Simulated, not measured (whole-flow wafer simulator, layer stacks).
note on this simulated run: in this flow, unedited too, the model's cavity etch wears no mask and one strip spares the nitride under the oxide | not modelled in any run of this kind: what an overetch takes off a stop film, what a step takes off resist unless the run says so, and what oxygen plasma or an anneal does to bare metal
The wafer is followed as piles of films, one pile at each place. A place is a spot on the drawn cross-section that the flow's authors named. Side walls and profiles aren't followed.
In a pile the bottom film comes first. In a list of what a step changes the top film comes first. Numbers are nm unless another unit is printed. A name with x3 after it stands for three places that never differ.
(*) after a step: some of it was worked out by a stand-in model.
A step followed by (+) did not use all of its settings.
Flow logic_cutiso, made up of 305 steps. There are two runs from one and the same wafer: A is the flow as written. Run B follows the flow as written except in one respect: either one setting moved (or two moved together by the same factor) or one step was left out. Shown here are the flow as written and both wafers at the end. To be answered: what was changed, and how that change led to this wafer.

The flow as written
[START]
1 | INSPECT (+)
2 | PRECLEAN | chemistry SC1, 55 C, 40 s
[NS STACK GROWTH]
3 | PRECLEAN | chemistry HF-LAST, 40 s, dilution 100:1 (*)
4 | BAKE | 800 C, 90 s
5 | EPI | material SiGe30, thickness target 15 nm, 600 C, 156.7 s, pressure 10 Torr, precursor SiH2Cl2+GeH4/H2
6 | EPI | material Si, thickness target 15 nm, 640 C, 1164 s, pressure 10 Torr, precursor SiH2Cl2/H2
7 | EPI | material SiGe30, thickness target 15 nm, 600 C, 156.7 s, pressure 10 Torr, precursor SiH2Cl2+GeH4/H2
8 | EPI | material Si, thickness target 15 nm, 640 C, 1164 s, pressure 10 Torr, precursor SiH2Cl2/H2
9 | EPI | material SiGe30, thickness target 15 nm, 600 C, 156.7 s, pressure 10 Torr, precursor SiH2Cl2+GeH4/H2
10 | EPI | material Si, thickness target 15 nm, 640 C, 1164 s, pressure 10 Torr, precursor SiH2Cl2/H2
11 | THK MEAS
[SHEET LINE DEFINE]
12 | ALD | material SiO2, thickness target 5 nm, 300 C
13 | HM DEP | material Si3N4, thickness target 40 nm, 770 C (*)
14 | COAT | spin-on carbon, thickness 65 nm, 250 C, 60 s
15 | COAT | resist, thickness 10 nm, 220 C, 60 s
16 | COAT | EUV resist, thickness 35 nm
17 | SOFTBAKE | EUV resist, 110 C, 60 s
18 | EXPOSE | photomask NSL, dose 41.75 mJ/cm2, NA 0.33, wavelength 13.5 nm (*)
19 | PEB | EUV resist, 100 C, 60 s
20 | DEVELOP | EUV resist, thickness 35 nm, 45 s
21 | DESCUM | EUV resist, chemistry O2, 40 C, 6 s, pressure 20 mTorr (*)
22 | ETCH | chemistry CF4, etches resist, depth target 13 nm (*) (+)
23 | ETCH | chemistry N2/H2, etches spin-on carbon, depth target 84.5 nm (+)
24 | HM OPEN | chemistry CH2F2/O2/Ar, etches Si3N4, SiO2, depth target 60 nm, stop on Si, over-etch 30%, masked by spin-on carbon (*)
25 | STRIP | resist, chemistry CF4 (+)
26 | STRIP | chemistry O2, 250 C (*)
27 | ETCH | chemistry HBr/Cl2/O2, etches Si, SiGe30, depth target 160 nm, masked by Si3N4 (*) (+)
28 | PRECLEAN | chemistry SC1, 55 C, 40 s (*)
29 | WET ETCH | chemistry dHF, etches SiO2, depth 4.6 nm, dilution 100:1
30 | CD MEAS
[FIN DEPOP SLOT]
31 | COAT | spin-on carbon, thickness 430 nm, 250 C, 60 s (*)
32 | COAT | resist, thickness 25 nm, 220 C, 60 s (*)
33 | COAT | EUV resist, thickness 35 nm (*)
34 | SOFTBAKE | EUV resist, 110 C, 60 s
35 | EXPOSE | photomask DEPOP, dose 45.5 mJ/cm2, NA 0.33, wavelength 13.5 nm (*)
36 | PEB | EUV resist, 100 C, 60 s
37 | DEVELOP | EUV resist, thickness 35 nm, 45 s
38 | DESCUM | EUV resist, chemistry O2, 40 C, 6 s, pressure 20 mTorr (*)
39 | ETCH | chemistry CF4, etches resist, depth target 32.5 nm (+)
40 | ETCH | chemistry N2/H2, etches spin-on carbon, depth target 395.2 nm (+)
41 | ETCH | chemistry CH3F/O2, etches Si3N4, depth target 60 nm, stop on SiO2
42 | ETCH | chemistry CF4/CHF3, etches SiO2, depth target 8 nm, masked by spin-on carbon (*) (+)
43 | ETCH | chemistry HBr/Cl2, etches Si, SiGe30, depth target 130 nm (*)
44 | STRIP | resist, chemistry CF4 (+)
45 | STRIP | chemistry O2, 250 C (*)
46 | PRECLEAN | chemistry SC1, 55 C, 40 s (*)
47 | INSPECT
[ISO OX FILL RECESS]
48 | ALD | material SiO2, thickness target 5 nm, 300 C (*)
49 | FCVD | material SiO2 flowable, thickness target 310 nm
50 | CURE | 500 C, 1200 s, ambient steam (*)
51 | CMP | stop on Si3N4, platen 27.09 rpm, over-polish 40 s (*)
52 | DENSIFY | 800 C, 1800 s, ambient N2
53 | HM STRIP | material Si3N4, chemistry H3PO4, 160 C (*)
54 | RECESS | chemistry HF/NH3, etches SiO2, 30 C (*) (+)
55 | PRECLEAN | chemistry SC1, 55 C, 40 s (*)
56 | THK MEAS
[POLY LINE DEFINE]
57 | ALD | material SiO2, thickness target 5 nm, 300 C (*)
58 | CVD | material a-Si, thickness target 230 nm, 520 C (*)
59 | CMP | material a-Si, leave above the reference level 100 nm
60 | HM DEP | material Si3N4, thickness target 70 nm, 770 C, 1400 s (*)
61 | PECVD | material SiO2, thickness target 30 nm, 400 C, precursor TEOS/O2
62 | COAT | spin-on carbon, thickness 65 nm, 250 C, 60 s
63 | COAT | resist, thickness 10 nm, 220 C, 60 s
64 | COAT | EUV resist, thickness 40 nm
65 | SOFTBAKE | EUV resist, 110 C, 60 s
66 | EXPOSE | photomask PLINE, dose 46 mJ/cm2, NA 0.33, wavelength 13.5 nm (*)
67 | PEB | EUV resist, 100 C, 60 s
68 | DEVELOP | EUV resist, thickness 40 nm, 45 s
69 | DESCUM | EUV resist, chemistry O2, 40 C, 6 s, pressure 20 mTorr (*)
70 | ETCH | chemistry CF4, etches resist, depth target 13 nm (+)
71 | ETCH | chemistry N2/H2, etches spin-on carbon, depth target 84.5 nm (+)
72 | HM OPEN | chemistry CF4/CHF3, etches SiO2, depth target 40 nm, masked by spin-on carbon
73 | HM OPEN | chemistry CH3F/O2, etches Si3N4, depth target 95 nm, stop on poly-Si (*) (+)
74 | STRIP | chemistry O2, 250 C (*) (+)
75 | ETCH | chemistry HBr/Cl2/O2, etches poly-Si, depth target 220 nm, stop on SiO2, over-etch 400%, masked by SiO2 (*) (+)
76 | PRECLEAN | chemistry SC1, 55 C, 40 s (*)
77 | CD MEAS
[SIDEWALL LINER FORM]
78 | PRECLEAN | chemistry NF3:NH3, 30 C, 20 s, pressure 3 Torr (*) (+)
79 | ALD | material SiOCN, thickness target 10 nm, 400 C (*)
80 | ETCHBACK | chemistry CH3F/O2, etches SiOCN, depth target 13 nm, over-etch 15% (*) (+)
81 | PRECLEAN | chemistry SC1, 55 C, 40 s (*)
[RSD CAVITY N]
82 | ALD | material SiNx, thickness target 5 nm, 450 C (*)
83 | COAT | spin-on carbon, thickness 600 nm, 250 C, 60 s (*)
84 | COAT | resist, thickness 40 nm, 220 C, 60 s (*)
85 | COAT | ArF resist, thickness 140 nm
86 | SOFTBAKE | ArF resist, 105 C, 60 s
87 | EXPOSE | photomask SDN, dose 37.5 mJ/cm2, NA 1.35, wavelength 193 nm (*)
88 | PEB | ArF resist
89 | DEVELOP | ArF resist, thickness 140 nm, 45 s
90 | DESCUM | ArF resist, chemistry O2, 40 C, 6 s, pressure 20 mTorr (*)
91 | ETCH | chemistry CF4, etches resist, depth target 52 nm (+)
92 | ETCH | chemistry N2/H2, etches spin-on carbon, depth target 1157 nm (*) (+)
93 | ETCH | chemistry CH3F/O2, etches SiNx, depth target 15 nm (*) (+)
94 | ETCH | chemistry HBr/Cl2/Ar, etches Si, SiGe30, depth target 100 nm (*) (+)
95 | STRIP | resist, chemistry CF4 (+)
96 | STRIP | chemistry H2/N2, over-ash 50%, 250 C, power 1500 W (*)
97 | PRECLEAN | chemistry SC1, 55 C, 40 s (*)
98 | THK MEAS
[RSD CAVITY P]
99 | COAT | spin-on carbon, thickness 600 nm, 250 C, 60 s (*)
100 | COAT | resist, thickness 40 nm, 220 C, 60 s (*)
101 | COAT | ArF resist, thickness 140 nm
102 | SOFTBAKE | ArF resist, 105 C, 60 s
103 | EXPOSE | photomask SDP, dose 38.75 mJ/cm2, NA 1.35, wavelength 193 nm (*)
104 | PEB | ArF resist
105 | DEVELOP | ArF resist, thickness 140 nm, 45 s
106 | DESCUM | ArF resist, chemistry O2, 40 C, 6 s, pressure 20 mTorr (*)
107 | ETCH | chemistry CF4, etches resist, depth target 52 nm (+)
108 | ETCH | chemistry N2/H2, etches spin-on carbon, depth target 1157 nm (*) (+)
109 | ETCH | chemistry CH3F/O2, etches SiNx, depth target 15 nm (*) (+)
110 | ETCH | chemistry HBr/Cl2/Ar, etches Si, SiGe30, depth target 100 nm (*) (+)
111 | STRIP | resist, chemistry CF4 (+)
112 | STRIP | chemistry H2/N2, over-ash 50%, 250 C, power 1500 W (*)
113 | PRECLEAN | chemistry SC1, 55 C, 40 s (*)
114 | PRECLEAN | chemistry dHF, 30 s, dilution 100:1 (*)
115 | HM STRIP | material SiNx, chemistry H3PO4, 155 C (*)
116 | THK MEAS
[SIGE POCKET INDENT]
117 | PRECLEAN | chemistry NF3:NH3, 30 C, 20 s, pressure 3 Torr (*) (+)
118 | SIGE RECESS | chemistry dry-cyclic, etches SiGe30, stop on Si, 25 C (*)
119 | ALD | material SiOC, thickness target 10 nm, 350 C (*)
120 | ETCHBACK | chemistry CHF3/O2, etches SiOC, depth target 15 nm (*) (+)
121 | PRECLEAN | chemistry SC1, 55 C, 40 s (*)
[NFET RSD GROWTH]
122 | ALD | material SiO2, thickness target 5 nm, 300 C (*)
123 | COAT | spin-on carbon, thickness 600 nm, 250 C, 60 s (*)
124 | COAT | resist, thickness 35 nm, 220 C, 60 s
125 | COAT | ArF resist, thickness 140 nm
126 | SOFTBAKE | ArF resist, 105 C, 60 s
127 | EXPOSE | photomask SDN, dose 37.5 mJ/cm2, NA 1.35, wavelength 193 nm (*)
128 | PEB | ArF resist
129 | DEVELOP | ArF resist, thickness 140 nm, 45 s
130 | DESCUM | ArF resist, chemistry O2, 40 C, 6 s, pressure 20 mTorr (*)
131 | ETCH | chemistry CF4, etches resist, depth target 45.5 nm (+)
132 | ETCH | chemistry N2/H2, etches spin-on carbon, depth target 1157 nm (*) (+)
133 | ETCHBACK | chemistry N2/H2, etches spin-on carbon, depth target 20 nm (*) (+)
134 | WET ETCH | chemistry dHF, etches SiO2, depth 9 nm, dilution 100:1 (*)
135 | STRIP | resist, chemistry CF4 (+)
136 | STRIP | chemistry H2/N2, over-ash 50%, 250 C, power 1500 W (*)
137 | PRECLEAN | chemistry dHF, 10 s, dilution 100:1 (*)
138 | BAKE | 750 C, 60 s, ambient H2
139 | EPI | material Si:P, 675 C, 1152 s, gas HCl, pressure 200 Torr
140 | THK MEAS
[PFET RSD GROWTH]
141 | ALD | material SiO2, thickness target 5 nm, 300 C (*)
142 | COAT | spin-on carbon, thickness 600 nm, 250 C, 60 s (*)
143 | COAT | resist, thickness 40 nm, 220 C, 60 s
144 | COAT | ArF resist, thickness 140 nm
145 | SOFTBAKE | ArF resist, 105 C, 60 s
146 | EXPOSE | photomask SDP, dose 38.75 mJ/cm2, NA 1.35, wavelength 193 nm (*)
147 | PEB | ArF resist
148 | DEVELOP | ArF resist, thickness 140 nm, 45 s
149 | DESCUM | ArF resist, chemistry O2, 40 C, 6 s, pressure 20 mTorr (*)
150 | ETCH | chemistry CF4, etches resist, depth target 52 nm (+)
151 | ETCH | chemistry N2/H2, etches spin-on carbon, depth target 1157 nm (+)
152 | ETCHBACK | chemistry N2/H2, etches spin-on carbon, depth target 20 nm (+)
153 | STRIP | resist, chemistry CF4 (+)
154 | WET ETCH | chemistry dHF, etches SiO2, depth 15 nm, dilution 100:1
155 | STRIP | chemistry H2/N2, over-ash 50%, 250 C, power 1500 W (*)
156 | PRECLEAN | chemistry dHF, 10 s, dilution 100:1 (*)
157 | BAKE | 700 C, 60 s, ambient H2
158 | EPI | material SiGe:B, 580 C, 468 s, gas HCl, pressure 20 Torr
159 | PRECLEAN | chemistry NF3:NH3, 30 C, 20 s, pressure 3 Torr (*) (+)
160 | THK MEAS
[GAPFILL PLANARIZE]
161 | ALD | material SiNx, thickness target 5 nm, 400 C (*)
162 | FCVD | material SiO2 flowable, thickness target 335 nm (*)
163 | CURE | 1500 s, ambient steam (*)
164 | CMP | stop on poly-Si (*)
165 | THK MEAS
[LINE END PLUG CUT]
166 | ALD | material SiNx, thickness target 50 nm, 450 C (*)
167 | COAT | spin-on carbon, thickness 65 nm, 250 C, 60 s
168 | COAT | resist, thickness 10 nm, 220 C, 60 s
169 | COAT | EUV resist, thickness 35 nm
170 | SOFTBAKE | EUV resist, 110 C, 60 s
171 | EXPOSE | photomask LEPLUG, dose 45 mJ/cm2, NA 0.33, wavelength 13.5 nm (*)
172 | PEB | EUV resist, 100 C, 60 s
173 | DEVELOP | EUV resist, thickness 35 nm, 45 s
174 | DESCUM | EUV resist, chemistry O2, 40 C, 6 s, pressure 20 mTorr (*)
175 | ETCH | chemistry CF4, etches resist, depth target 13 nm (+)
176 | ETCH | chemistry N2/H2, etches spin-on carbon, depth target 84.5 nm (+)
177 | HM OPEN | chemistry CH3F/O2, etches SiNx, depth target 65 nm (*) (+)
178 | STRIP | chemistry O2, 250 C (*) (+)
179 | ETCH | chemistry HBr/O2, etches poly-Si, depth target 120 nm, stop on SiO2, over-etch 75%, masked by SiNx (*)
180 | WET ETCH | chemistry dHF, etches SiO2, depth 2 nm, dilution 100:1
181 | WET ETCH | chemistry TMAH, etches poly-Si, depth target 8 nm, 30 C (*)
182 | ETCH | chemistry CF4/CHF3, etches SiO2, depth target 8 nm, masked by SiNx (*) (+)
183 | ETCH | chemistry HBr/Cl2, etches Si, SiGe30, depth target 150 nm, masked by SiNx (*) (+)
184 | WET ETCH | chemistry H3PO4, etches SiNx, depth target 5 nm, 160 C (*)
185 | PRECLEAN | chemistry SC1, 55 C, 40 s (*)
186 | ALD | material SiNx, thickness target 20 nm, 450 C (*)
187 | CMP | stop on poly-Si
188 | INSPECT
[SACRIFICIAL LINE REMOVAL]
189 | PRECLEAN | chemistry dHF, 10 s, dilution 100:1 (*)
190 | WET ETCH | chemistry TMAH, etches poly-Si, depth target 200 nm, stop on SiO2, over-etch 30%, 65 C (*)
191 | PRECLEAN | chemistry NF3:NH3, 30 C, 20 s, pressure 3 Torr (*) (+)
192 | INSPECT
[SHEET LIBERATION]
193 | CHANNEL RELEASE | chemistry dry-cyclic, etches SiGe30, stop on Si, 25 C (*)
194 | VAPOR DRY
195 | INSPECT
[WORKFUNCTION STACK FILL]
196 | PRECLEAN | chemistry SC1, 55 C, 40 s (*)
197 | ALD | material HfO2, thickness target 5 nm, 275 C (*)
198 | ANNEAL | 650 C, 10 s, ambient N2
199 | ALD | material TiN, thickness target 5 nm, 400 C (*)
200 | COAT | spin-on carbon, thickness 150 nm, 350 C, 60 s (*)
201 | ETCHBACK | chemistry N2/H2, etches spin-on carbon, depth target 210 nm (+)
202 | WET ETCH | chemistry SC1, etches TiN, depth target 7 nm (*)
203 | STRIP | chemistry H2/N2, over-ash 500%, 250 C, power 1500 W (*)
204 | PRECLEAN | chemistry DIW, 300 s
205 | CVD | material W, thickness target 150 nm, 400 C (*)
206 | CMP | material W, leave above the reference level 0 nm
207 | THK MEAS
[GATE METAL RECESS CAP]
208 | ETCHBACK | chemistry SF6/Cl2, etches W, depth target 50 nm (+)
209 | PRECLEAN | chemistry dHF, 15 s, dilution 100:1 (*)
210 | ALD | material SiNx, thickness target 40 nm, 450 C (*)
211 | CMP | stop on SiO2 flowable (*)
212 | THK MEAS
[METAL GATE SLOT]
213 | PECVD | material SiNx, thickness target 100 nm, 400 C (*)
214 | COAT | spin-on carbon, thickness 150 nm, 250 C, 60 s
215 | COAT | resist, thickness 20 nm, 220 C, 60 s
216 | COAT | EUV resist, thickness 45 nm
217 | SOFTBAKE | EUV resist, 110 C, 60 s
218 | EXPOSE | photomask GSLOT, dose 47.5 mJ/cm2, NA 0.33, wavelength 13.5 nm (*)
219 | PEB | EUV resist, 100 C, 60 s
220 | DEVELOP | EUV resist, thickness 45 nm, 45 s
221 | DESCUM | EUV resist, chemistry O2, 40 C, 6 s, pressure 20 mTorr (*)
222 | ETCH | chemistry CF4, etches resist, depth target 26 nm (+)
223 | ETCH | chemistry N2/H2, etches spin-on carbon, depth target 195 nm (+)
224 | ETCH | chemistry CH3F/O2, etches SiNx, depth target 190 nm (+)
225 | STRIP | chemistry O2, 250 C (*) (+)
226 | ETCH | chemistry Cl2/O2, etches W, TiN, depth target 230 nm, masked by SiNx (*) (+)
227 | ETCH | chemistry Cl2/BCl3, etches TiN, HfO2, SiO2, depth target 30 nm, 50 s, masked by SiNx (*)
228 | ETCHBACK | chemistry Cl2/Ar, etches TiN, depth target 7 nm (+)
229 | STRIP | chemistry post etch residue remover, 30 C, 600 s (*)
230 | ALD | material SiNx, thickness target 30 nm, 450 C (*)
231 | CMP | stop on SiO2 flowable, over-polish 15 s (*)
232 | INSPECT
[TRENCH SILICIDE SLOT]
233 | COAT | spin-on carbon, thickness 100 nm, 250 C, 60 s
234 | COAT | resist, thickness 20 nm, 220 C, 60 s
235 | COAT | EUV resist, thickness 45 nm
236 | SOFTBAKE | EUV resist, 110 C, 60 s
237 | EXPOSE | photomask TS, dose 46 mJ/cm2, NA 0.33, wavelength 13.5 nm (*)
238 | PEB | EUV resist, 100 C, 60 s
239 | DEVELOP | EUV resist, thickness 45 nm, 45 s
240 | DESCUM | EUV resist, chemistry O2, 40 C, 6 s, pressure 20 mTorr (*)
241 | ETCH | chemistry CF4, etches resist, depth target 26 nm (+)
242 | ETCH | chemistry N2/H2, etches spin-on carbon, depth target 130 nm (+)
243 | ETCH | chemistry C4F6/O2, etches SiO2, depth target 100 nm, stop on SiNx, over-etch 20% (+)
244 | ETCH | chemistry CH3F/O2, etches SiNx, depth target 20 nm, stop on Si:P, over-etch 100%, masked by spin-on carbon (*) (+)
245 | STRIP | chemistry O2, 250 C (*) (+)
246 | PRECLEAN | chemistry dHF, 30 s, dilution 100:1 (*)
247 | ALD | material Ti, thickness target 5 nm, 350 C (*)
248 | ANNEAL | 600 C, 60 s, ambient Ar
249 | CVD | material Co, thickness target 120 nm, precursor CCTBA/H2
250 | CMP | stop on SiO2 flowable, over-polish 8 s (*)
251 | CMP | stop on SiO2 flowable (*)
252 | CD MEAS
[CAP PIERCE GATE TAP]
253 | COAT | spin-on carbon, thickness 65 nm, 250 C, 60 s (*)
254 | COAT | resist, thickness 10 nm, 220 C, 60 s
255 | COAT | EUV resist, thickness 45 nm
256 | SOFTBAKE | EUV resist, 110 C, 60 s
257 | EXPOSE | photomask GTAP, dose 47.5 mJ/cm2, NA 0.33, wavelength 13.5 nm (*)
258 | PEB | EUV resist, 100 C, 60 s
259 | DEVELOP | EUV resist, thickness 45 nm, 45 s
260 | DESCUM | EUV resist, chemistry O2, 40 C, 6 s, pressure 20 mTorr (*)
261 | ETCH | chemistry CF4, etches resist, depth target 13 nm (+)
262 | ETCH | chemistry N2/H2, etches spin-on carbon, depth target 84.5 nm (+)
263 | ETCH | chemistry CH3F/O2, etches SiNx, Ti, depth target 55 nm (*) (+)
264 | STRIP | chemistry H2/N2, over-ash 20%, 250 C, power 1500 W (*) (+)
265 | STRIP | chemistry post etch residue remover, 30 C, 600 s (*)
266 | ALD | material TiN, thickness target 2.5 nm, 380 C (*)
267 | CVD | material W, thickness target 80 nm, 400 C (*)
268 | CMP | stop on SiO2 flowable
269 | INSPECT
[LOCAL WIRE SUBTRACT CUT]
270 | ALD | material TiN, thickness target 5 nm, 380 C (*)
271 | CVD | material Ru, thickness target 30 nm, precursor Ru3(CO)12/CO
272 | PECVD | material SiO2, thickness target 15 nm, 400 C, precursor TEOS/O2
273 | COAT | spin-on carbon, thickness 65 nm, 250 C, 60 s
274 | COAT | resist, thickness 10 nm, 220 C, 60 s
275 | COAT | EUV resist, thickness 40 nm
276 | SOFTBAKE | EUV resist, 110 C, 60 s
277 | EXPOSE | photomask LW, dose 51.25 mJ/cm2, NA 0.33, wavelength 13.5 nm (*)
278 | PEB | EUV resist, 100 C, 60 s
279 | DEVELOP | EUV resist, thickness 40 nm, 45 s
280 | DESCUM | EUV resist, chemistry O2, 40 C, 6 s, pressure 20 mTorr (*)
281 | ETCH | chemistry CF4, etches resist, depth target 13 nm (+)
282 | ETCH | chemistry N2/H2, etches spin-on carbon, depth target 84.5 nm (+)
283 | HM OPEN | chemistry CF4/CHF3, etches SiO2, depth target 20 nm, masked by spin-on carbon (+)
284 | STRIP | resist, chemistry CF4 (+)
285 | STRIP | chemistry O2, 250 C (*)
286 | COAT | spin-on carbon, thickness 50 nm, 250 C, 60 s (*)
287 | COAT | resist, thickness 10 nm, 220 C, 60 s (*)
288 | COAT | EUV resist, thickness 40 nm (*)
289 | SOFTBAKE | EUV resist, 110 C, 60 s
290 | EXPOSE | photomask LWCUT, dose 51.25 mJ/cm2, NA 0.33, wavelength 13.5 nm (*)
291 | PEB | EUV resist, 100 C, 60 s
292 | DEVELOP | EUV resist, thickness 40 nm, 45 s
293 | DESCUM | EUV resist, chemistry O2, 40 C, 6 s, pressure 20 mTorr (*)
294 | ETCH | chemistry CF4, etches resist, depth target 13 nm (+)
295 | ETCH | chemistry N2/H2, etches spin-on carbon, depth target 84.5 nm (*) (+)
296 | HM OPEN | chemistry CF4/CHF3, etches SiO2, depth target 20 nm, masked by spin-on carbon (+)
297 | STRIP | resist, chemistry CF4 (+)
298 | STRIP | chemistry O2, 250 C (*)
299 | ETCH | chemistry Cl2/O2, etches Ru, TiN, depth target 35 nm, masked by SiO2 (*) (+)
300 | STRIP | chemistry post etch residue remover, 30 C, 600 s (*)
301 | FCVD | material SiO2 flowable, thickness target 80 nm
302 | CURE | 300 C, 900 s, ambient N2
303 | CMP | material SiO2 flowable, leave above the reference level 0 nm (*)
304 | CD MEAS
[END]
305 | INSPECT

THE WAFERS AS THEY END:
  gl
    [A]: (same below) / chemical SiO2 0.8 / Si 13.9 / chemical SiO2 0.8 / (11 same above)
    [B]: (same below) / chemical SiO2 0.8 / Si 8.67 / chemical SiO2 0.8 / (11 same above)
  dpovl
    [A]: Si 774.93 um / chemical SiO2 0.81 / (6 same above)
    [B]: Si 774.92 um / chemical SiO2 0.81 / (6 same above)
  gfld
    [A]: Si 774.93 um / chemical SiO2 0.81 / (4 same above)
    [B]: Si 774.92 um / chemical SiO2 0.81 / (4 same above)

Cause: step 8, EPI: 756.9 s was run, whereas the flow has 1164 s.

How this came from the change, step by step:
  8 | EPI | material Si, thickness target 15 nm, 640 C, 1164 s, pressure 10 Torr, precursor SiH2Cl2/H2
      depop, dpovl, gfld and 19 more: A +15 Si (new film) | B +9.75 Si (new film)
  27 | ETCH | chemistry HBr/Cl2/O2, etches Si, SiGe30, depth target 160 nm, masked by Si3N4 (*) (+)
      gfld, gxf, iso, lnri: A -0.79 chemical SiO2 (all of it), -11.4 Si (all of it), -15 SiGe30 (all of it), -15 Si (all of it), -15 SiGe30 (all of it), -15 Si (all of it), -15 SiGe30 (all of it), -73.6 Si | B -0.79 chemical SiO2 (all of it), -11.4 Si (all of it), -15 SiGe30 (all of it), -9.75 Si (all of it), -15 SiGe30 (all of it), -15 Si (all of it), -15 SiGe30 (all of it), -78.9 Si
      dpovl, nsgap: A -0.79 chemical SiO2 (all of it), -11.8 Si (all of it), -15 SiGe30 (all of it), -15 Si (all of it), -15 SiGe30 (all of it), -15 Si (all of it), -15 SiGe30 (all of it), -73.2 Si | B -0.79 chemical SiO2 (all of it), -11.8 Si (all of it), -15 SiGe30 (all of it), -9.75 Si (all of it), -15 SiGe30 (all of it), -15 Si (all of it), -15 SiGe30 (all of it), -78.5 Si
      (and at 1 other place as well)
  43 | ETCH | chemistry HBr/Cl2, etches Si, SiGe30, depth target 130 nm (*)
      depop: A -14 Si (all of it), -15 SiGe30 (all of it), -15 Si (all of it), -15 SiGe30 (all of it), -15 Si (all of it), -15 SiGe30 (all of it), -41 Si | B -14 Si (all of it), -15 SiGe30 (all of it), -9.75 Si (all of it), -15 SiGe30 (all of it), -15 Si (all of it), -15 SiGe30 (all of it), -46.2 Si
  94 | ETCH | chemistry HBr/Cl2/Ar, etches Si, SiGe30, depth target 100 nm (*) (+)
      rsdn, rsdx: A -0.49 chemical SiO2 (all of it), -12.8 Si (all of it), -15 SiGe30 (all of it), -15 Si (all of it), -15 SiGe30 (all of it), -15 Si (all of it), -15 SiGe30 (all of it), -12.2 Si | B -0.49 chemical SiO2 (all of it), -12.8 Si (all of it), -15 SiGe30 (all of it), -9.75 Si (all of it), -15 SiGe30 (all of it), -15 Si (all of it), -15 SiGe30 (all of it), -17.4 Si
  110 | ETCH | chemistry HBr/Cl2/Ar, etches Si, SiGe30, depth target 100 nm (*) (+)
      rsdp, rsdw: A -0.49 chemical SiO2 (all of it), -12.8 Si (all of it), -15 SiGe30 (all of it), -15 Si (all of it), -15 SiGe30 (all of it), -15 Si (all of it), -15 SiGe30 (all of it), -12.2 Si | B -0.49 chemical SiO2 (all of it), -12.8 Si (all of it), -15 SiGe30 (all of it), -9.75 Si (all of it), -15 SiGe30 (all of it), -15 Si (all of it), -15 SiGe30 (all of it), -17.4 Si
  183 | ETCH | chemistry HBr/Cl2, etches Si, SiGe30, depth target 150 nm, masked by SiNx (*) (+)
      plug: A -13.6 Si (all of it), -15 SiGe30 (all of it), -15 Si (all of it), -15 SiGe30 (all of it), -15 Si (all of it), -15 SiGe30 (all of it), -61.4 Si | B -13.6 Si (all of it), -15 SiGe30 (all of it), -9.75 Si (all of it), -15 SiGe30 (all of it), -15 Si (all of it), -15 SiGe30 (all of it), -66.7 Si
